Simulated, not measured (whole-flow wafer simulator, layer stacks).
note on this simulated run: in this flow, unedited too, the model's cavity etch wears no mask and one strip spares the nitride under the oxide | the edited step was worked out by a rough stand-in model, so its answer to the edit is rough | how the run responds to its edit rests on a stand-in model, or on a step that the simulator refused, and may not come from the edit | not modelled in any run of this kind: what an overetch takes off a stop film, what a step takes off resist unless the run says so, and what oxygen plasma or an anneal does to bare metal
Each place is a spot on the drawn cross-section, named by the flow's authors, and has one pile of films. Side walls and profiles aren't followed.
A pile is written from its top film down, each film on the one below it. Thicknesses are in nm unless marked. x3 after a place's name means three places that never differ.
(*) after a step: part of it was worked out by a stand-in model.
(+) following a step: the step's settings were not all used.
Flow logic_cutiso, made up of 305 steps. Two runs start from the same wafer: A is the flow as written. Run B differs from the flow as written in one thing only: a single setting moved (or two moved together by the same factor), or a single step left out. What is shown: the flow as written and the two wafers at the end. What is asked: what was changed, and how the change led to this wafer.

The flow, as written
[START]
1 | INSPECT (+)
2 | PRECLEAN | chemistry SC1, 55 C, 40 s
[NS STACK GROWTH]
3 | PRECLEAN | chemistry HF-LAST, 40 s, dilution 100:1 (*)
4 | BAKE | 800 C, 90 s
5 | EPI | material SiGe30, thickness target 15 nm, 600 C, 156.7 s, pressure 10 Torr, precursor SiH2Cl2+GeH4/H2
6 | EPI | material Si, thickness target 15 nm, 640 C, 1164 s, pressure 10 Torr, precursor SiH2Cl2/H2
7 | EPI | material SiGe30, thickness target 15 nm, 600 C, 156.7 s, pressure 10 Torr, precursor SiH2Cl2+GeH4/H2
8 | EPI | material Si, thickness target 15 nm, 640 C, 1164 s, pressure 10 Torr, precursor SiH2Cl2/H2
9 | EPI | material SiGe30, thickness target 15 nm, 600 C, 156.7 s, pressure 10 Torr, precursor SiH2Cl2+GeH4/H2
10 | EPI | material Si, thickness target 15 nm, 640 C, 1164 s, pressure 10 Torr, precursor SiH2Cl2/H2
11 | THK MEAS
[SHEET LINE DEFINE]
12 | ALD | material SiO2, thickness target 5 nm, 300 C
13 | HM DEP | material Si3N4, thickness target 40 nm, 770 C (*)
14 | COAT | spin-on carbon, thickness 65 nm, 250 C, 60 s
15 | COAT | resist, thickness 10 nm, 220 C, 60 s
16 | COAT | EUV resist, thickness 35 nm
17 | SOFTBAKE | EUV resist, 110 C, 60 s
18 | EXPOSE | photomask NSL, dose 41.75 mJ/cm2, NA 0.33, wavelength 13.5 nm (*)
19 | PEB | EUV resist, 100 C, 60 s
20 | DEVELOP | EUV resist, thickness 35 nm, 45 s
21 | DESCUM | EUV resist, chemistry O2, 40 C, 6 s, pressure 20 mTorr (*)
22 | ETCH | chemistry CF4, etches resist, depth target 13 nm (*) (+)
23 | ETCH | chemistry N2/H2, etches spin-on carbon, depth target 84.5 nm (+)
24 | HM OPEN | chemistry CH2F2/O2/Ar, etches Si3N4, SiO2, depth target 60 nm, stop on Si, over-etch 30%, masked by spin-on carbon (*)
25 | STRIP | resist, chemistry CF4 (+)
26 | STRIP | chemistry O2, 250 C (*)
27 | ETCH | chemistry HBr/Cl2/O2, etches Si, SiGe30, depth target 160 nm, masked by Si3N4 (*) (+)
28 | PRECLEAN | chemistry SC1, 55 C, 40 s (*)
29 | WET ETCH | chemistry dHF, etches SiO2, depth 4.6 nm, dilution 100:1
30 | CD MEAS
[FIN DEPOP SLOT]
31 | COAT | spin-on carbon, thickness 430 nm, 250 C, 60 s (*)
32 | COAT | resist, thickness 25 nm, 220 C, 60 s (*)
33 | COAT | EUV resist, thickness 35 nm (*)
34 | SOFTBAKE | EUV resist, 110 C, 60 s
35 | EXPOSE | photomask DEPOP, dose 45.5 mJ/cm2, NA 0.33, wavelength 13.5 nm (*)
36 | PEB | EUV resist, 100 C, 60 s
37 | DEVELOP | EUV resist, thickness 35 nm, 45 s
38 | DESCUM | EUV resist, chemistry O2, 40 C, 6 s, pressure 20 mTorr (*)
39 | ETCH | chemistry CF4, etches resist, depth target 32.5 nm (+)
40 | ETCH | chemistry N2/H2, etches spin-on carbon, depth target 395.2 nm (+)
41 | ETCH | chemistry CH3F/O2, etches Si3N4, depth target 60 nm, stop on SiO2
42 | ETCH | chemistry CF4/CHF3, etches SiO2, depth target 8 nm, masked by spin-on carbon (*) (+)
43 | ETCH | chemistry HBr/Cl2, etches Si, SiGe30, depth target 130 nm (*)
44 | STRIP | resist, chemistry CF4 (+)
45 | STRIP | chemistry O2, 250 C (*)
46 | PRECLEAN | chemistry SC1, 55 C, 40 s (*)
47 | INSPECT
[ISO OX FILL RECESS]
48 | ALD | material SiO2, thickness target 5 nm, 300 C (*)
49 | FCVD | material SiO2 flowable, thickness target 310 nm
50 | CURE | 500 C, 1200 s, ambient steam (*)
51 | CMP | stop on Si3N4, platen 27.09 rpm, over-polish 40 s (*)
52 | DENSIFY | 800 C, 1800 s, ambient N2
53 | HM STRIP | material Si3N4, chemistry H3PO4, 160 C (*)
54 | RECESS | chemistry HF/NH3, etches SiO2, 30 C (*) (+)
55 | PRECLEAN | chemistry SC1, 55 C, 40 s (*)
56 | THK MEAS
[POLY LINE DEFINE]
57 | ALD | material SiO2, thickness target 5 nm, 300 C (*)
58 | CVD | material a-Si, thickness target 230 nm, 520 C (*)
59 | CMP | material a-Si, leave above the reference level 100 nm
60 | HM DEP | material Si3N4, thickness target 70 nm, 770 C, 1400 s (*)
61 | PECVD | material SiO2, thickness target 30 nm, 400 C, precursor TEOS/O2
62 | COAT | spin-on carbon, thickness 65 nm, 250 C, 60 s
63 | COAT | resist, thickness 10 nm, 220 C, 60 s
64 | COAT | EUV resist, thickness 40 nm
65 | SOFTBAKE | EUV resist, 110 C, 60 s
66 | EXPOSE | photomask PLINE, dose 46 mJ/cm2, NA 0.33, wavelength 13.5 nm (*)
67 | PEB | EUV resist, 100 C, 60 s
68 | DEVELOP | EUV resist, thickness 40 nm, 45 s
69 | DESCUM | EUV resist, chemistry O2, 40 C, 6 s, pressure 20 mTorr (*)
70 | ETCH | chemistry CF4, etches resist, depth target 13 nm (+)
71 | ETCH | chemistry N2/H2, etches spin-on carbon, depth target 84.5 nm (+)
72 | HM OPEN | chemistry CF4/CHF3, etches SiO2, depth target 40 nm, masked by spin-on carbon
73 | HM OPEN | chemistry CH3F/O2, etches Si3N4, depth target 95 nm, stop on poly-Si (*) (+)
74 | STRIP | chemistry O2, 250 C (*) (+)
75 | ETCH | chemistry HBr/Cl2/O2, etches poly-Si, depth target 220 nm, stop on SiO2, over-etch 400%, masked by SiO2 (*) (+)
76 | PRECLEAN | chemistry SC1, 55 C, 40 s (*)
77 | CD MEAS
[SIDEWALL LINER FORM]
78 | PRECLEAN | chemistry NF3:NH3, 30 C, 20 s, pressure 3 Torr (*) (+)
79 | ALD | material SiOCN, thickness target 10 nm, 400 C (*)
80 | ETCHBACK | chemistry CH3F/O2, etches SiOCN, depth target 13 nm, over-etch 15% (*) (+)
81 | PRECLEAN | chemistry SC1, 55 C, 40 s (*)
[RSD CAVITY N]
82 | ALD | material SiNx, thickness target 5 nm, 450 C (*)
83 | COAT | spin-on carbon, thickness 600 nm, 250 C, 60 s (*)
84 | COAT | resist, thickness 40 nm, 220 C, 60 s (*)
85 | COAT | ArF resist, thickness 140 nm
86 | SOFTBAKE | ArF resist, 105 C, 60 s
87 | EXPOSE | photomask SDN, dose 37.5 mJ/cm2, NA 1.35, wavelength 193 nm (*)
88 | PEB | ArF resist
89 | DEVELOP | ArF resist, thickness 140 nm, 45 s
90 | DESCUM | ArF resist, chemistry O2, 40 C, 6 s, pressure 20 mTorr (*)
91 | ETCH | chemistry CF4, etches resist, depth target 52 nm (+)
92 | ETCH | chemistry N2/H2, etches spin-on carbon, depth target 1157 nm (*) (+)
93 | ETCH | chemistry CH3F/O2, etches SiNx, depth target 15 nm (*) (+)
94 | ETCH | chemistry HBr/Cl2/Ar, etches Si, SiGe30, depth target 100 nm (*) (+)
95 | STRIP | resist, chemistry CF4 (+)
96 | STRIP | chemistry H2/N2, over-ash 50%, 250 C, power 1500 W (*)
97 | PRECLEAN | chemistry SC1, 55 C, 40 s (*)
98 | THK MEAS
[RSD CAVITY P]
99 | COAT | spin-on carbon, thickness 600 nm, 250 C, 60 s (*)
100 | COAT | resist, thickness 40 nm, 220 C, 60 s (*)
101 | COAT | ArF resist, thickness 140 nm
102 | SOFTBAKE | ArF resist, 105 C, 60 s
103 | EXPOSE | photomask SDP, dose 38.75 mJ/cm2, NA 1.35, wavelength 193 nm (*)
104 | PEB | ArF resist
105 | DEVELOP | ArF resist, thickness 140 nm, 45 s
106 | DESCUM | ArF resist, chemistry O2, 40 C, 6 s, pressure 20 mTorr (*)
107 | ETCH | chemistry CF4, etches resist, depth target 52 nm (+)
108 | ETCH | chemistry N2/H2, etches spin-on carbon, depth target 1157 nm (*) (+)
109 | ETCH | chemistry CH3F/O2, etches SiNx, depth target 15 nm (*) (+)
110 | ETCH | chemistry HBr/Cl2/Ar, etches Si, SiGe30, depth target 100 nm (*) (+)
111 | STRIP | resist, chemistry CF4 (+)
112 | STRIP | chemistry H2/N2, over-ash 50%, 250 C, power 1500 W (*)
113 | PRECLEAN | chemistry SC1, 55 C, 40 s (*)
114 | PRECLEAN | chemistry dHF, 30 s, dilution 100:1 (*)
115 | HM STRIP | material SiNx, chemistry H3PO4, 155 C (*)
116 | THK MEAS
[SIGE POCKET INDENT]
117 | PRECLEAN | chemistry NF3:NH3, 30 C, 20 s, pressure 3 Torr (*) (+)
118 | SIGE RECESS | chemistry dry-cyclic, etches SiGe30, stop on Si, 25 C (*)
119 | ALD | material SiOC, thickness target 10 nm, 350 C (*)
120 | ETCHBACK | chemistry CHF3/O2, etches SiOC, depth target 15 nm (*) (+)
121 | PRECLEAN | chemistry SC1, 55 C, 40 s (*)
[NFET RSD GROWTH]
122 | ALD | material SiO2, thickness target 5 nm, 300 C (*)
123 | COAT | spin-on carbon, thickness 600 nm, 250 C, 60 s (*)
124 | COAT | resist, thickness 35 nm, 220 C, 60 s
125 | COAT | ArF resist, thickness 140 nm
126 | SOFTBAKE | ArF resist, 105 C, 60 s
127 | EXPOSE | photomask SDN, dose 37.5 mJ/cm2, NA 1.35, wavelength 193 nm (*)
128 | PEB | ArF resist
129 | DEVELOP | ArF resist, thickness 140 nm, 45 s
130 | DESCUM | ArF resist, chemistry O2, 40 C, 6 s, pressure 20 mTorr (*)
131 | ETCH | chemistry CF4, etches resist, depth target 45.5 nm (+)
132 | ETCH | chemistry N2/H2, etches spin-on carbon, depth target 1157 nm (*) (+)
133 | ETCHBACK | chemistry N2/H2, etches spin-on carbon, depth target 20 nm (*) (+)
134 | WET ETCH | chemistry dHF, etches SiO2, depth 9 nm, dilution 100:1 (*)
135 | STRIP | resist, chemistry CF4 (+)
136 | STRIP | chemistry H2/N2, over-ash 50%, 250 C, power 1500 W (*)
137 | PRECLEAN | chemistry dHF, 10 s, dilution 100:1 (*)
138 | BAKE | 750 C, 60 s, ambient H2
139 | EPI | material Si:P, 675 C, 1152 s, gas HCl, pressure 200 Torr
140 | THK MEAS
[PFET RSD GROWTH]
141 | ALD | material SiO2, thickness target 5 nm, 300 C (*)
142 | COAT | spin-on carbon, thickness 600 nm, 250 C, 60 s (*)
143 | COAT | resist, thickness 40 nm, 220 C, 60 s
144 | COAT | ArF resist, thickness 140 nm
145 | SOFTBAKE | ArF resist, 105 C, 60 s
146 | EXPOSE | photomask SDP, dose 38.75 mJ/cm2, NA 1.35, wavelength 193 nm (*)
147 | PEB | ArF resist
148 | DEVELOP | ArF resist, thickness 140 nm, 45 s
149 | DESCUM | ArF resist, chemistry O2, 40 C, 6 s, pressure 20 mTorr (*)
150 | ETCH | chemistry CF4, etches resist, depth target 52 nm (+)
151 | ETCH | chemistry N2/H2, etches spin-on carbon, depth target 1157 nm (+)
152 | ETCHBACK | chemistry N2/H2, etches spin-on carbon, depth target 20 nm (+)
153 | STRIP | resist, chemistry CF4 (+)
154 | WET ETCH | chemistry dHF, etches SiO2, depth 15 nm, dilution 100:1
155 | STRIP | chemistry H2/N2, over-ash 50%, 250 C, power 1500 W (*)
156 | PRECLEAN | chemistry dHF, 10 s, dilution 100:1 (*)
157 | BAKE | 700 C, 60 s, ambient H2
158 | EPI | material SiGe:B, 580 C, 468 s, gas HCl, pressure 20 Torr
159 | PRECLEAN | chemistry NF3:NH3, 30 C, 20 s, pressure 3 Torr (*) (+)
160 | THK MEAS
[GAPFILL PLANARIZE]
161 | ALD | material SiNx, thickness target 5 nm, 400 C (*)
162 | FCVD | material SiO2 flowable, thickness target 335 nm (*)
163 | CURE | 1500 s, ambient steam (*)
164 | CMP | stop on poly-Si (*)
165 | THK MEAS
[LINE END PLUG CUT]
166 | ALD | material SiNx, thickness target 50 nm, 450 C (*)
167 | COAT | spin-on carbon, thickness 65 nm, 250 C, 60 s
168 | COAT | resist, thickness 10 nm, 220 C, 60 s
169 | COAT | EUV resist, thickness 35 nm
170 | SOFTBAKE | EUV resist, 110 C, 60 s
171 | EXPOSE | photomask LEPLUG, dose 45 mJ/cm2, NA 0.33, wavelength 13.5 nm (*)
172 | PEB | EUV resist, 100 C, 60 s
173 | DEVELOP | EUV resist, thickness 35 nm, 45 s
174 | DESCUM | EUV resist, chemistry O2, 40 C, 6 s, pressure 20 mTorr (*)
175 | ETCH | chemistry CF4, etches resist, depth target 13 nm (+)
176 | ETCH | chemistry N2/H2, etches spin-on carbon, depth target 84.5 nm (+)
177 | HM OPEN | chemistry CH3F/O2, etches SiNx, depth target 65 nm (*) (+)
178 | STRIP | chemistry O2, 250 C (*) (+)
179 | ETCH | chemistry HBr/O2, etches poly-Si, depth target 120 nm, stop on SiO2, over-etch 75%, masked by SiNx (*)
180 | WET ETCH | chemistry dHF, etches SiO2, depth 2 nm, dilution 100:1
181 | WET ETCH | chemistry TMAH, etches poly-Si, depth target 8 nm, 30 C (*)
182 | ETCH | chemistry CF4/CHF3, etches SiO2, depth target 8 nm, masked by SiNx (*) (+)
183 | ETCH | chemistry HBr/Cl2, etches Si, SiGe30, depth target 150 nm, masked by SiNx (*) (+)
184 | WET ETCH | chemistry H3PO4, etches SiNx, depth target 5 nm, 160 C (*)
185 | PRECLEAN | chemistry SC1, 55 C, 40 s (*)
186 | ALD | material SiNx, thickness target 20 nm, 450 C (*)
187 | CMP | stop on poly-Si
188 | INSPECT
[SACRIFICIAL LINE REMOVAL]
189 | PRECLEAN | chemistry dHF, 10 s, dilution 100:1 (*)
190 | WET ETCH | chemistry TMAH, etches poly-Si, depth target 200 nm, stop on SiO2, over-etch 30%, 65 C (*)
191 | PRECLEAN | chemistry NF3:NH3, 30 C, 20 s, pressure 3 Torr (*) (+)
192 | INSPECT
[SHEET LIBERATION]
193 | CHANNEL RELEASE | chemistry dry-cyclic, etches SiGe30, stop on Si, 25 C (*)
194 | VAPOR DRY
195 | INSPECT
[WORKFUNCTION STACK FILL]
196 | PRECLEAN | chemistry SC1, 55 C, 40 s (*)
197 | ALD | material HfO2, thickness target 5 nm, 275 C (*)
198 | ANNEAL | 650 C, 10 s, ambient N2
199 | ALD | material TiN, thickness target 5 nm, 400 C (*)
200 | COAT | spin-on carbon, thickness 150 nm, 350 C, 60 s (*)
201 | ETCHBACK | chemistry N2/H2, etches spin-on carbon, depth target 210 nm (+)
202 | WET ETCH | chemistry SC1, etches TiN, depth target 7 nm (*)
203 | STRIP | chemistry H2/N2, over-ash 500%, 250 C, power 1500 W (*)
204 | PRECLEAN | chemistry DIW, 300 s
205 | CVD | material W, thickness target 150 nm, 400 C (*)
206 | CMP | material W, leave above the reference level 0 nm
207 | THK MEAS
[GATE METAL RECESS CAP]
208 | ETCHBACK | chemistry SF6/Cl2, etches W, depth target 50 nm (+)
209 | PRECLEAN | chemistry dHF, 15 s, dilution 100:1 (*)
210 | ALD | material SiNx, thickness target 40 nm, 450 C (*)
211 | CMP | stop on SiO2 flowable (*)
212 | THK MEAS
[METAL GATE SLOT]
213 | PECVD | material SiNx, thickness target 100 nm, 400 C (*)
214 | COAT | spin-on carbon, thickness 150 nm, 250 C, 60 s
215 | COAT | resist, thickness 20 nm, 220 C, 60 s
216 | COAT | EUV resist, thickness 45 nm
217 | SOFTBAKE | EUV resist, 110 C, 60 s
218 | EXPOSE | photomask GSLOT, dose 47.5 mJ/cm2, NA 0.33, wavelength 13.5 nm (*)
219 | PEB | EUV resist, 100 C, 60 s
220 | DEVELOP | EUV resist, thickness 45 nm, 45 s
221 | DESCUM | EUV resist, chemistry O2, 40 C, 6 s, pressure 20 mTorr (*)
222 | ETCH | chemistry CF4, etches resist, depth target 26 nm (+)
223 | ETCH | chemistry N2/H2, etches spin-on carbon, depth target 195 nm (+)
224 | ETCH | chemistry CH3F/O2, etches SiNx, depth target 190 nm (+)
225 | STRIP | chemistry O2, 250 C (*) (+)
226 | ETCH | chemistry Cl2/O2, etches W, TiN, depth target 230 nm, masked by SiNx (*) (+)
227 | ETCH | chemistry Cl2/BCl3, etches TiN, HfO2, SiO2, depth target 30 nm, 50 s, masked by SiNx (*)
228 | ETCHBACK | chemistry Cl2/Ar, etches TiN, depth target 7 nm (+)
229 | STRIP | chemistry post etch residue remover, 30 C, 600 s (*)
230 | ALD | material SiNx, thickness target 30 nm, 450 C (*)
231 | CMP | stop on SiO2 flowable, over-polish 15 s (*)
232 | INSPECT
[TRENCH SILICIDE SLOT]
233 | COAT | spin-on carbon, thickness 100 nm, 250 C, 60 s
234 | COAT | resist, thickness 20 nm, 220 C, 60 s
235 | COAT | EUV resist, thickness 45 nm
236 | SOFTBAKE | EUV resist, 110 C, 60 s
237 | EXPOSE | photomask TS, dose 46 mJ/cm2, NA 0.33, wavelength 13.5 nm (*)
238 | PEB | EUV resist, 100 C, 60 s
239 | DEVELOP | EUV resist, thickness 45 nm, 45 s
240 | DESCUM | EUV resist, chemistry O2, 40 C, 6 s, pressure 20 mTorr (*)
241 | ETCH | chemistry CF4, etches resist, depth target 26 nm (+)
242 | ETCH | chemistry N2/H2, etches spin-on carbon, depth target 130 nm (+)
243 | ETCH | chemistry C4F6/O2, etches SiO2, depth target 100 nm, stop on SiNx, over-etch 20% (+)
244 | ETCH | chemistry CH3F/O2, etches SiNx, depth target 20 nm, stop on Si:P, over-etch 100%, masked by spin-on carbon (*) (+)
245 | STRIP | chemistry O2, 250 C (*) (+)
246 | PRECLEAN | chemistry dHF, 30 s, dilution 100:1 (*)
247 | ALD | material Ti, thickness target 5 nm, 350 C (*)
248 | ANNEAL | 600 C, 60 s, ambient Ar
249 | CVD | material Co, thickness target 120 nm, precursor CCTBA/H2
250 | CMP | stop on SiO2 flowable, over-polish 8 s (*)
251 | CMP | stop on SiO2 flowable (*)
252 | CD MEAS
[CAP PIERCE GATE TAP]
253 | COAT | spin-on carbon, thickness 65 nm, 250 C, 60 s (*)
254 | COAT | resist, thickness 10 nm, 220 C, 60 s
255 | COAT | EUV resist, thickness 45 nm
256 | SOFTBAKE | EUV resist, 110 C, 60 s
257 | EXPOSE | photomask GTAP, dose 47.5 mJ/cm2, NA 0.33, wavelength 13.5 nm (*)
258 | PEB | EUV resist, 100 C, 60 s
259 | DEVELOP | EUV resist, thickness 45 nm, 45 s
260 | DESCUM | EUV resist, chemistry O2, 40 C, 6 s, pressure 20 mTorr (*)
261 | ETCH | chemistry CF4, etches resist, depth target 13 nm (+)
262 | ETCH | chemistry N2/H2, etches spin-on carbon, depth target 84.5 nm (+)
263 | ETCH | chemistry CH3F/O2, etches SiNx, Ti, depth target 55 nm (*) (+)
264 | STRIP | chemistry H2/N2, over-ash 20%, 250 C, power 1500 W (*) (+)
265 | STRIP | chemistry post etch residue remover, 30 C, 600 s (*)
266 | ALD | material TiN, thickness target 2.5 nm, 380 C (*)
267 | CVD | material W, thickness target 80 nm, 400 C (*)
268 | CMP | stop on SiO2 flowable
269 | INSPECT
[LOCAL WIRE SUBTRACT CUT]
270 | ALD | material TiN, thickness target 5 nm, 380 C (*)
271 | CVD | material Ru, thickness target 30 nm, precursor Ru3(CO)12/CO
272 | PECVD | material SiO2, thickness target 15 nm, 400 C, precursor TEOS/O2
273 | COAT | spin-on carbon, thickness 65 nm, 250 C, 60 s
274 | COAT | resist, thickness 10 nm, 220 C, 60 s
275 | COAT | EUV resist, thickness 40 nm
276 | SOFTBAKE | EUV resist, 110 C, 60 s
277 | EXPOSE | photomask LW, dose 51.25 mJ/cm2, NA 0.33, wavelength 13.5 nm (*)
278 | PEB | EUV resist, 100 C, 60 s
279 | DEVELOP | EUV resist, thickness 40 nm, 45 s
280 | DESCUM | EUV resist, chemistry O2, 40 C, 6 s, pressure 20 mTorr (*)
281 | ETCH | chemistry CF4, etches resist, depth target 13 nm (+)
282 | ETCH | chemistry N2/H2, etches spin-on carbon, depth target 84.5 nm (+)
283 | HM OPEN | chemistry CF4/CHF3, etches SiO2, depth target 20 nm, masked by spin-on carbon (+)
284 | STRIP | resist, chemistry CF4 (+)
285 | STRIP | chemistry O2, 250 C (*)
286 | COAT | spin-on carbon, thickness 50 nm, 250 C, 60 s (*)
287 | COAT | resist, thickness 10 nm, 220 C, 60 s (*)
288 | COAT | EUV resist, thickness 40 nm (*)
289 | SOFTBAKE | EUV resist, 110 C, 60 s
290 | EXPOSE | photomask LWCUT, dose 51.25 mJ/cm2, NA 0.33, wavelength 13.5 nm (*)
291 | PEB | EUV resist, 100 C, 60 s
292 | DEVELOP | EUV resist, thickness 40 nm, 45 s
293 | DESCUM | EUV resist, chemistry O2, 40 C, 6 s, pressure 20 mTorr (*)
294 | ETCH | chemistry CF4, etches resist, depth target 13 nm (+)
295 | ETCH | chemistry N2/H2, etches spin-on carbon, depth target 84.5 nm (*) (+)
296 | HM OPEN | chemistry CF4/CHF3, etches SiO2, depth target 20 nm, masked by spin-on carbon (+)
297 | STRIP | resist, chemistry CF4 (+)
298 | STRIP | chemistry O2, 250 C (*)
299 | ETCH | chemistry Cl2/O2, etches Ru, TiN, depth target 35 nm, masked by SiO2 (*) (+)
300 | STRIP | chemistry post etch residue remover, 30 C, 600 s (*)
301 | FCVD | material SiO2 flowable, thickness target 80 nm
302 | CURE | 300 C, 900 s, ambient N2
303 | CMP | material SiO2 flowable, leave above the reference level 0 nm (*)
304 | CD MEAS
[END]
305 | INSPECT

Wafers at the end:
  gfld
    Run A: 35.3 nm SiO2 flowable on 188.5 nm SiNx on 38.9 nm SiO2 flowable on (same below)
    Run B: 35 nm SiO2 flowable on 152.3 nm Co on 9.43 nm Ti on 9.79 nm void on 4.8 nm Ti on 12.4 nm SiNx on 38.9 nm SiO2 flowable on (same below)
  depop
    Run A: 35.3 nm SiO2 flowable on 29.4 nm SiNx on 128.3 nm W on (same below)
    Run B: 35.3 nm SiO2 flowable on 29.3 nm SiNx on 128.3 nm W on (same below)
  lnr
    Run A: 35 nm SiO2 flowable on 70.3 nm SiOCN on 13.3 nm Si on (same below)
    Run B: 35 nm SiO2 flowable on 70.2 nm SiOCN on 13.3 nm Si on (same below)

The reason: step 230, ALD: thickness target 13.5 nm was run, whereas the flow has thickness target 30 nm.

How this came from the change, step by step:
  230 | ALD | material SiNx, thickness target 30 nm, 450 C (*)
      depop, dpovl, gl and 18 more: A SiNx gains 30 | B SiNx gains 13.5
      gfld: A SiNx gains 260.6 (new film) | B SiNx gains 13.5 (new film)
  231 | CMP | stop on SiO2 flowable, over-polish 15 s (*)
      gfld: A SiNx loses 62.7 | B nothing
      depop, dpovl, gl and 9 more: A SiNx loses 62.7 | B SiNx loses 46.2
      (and at 9 other places as well)
  233 | COAT | spin-on carbon, thickness 100 nm, 250 C, 60 s
      lnrt, plug, rsdp, rsdx, tap: A spin-on carbon gains 100 (new film) | B spin-on carbon gains 94.4 (new film)
      gl, glp, rsdn, rsdw: A spin-on carbon gains 100 (new film) | B spin-on carbon gains 94.5 (new film)
      (and at 8 other places as well)
  234 | COAT | resist, thickness 20 nm, 220 C, 60 s
      gfld: A resist gains 20 (new film) | B resist gains 22 (new film)
      iso: A resist gains 20 (new film) | B resist gains 21.2 (new film)
  242 | ETCH | chemistry N2/H2, etches spin-on carbon, depth target 130 nm (+)
      rsdn, rsdw: A spin-on carbon loses 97 (all of it), SiO2 flowable loses 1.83 | B spin-on carbon loses 91.3 (all of it), SiO2 flowable loses 2.15
      rsdp: A spin-on carbon loses 97 (all of it), SiO2 flowable loses 1.83 | B spin-on carbon loses 91.2 (all of it), SiO2 flowable loses 2.15
  243 | ETCH | chemistry C4F6/O2, etches SiO2, depth target 100 nm, stop on SiNx, over-etch 20% (+)
      gfld: A resist loses 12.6 (all of it), spin-on carbon loses 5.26 | B resist loses 14.6 (all of it), spin-on carbon loses 4.96
      iso: A resist loses 12.6 (all of it), spin-on carbon loses 5.26 | B resist loses 13.8 (all of it), spin-on carbon loses 5.07
  245 | STRIP | chemistry O2, 250 C (*) (+)
      gl, glp, lnrt, plug, rsdx, tap: A spin-on carbon loses 90 (all of it) | B spin-on carbon loses 84.4 (all of it)
      gxn, gxp: A spin-on carbon loses 90 (all of it) | B spin-on carbon loses 84.1 (all of it)
      (and at 6 other places as well)
  246 | PRECLEAN | chemistry dHF, 30 s, dilution 100:1 (*)
      lnr, lnri, lnrp, lnrt: A SiOCN loses 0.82 | B SiOCN loses 1.32
  247 | ALD | material Ti, thickness target 5 nm, 350 C (*)
      gfld: A Ti gains 5 (new film) | B Ti gains 9.43 (new film), void gains 9.79 (new film), Ti gains 4.8 (new film)
  249 | CVD | material Co, thickness target 120 nm, precursor CCTBA/H2
      gfld: A Co gains 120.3 (new film) | B Co gains 285.5 (new film)
  250 | CMP | stop on SiO2 flowable, over-polish 8 s (*)
      gfld: A Co loses 120.3 (all of it), Ti loses 5 (all of it), SiNx loses 1.83 | B Co loses 127
  251 | CMP | stop on SiO2 flowable (*)
      gfld: A SiNx loses 5 | B Co loses 5
      iso: A Co loses 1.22 (all of it), Ti loses 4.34 | B Co loses 1.22 (all of it), Ti loses 5 (all of it)
  265 | STRIP | chemistry post etch residue remover, 30 C, 600 s (*)
      iso: A Ti loses 0.66 (all of it) | B nothing
  268 | CMP | stop on SiO2 flowable
      gfld: A W loses 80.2 (all of it), TiN loses 2.5 (all of it), SiNx loses 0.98 | B W loses 80 (all of it), TiN loses 2.5 (all of it), Co loses 1.22
With metal films that touch counted as one body, gfld has 2 bodies (between them, from the top down: void 9.79); the flow as written gives 0 bodies.
